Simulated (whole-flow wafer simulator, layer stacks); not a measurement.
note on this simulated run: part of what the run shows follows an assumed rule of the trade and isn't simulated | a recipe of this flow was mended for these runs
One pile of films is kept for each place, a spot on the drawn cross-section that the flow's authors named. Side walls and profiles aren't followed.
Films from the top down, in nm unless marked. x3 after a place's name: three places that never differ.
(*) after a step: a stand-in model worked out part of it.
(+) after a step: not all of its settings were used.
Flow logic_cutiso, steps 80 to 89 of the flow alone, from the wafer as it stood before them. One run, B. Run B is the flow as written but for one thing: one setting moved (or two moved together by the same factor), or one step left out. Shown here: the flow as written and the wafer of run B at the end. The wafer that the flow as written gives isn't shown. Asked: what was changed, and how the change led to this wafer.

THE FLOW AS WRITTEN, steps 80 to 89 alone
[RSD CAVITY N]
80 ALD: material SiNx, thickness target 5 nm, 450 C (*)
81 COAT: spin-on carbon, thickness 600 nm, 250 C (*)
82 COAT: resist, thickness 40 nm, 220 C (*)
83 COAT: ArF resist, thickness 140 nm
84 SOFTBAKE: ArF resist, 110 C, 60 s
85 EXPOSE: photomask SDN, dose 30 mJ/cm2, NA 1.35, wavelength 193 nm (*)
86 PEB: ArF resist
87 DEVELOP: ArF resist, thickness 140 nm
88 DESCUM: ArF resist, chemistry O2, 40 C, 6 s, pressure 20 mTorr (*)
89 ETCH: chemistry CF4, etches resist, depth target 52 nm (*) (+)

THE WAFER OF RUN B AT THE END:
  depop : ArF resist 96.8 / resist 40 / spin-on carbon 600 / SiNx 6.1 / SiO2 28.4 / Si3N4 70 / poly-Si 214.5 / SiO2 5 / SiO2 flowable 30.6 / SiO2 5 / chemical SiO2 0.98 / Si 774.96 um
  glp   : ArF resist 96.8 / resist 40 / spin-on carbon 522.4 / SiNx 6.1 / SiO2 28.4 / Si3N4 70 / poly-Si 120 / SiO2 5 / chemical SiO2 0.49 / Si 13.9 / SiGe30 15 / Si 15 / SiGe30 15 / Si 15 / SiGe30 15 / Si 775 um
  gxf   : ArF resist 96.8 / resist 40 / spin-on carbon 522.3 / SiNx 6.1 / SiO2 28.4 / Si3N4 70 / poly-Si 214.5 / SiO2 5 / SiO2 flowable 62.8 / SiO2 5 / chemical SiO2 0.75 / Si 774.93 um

The cause: step 80, ALD: thickness target 6.1 nm was run, where the flow has thickness target 5 nm.
It can be read off the wafer: depop has SiNx 6.1, and step 80 as written asks for 5 nm.

How the change led to this, step by step:
  80 ALD: material SiNx, thickness target 5 nm, 450 C (*)
      depop, dpovl x3, gfld and 17 more: SiNx +6.1 (new film) (as written it would be: SiNx +5 (new film))
